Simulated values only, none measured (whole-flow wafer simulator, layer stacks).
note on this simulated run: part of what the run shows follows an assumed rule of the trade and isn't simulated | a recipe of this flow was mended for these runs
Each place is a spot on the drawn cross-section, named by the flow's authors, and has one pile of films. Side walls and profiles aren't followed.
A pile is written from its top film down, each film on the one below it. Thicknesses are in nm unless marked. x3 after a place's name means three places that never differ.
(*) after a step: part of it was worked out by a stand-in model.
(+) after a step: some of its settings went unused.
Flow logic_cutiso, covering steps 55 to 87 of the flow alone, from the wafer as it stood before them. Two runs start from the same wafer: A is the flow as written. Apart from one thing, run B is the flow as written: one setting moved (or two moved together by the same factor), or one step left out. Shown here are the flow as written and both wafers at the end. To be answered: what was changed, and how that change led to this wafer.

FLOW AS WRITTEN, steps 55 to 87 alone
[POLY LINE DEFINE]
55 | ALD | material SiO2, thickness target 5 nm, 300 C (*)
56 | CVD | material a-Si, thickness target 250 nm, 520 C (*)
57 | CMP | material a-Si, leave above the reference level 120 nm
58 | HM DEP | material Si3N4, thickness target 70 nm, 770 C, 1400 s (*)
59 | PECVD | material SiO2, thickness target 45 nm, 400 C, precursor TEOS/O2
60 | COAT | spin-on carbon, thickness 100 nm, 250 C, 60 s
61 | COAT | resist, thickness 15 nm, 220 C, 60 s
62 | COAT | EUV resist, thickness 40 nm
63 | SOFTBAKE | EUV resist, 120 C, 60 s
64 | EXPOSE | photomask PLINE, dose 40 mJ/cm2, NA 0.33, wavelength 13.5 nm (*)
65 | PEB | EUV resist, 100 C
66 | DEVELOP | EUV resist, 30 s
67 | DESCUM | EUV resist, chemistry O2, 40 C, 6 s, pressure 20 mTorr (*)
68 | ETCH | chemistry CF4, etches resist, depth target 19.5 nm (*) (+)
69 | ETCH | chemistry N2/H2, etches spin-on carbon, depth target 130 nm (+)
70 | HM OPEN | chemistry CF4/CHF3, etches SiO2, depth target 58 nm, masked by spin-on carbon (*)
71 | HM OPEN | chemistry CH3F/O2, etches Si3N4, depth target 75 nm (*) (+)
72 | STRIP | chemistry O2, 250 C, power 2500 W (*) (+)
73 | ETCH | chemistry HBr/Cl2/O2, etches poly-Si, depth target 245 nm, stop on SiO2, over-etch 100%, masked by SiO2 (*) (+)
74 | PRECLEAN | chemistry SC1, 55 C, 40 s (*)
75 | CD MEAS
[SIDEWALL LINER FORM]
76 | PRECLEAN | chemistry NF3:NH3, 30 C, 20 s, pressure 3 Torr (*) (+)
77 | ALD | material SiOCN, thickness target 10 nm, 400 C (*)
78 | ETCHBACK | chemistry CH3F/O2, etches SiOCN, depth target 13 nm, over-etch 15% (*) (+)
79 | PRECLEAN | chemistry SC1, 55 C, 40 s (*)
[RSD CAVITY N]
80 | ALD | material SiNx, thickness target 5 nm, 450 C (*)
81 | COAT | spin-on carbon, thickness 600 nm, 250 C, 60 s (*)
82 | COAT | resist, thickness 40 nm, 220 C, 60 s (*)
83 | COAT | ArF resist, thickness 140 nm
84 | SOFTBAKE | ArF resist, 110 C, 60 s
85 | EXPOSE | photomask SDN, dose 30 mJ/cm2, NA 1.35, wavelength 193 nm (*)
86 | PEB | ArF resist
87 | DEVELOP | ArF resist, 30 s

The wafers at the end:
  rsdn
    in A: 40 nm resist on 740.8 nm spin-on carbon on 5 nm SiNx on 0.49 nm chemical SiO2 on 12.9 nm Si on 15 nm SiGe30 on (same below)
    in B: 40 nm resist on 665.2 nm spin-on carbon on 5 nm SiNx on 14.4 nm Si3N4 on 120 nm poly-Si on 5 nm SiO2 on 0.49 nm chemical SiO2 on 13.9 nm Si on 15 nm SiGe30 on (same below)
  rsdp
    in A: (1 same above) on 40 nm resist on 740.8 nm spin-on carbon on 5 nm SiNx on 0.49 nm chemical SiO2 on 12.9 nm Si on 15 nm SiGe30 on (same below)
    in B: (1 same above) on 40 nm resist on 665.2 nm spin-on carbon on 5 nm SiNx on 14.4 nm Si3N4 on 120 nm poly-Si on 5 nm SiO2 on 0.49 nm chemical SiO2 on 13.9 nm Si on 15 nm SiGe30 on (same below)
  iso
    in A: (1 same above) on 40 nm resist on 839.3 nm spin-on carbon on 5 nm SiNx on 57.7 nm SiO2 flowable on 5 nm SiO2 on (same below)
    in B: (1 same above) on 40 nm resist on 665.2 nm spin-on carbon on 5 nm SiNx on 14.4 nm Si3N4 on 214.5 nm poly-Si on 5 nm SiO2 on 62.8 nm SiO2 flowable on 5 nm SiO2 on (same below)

What caused this: step 59, PECVD: thickness target 64.1 nm was run, whereas the flow has thickness target 45 nm.

The path from the change to this, step by step:
  59 | PECVD | material SiO2, thickness target 45 nm, 400 C, precursor TEOS/O2
      depop, dpovl x3, gfld and 17 more: A SiO2 gains 45 (new film) | B SiO2 gains 64.1 (new film)
  70 | HM OPEN | chemistry CF4/CHF3, etches SiO2, depth target 58 nm, masked by spin-on carbon (*)
      iso, lnr, lnri and 6 more: A SiO2 loses 43.2 (all of it), Si3N4 loses 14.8 | B SiO2 loses 58
  71 | HM OPEN | chemistry CH3F/O2, etches Si3N4, depth target 75 nm (*) (+)
      iso, lnr, lnri and 6 more: A Si3N4 loses 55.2 (all of it), poly-Si loses 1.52 | B SiO2 loses 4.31 (all of it), Si3N4 loses 23.3
  72 | STRIP | chemistry O2, 250 C, power 2500 W (*) (+)
      iso, lnr, lnri and 6 more: A chemical SiO2 gains 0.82 (new film), poly-Si loses 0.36 | B nothing
  73 | ETCH | chemistry HBr/Cl2/O2, etches poly-Si, depth target 245 nm, stop on SiO2, over-etch 100%, masked by SiO2 (*) (+)
      lnr, lnrp, lnrt, rsdn, rsdp, rsdw, rsdx: A chemical SiO2 loses 0.82 (all of it), poly-Si loses 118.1 (all of it), SiO2 loses 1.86 | B Si3N4 loses 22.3
      iso, lnri: A chemical SiO2 loses 0.82 (all of it), poly-Si loses 212.6 (all of it), SiO2 loses 1.39 | B Si3N4 loses 22.3
      (as well as at 13 more places)
  76 | PRECLEAN | chemistry NF3:NH3, 30 C, 20 s, pressure 3 Torr (*) (+)
      lnr, lnrp, lnrt, rsdn, rsdp, rsdw, rsdx: A SiO2 loses 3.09 (all of it), chemical SiO2 loses 0.49 (all of it) | B Si3N4 loses 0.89
      iso, lnri: A SiO2 loses 3.56 (all of it), SiO2 flowable loses 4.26 | B Si3N4 loses 0.89
  78 | ETCHBACK | chemistry CH3F/O2, etches SiOCN, depth target 13 nm, over-etch 15% (*) (+)
      rsdn, rsdp, rsdw, rsdx: A SiOCN loses 10 (all of it), Si loses 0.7 | B SiOCN loses 10 (all of it), Si3N4 loses 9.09
      iso: A SiOCN loses 10 (all of it), SiO2 flowable loses 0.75 | B SiOCN loses 10 (all of it), Si3N4 loses 9.09
  81 | COAT | spin-on carbon, thickness 600 nm, 250 C, 60 s (*)
      gfld, gxf, gxn, gxp: A spin-on carbon gains 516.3 (new film) | B spin-on carbon gains 566.5 (new film)
      gl, glp, plug, tap: A spin-on carbon gains 516.4 (new film) | B spin-on carbon gains 566.5 (new film)
      (as well as at 9 more places)
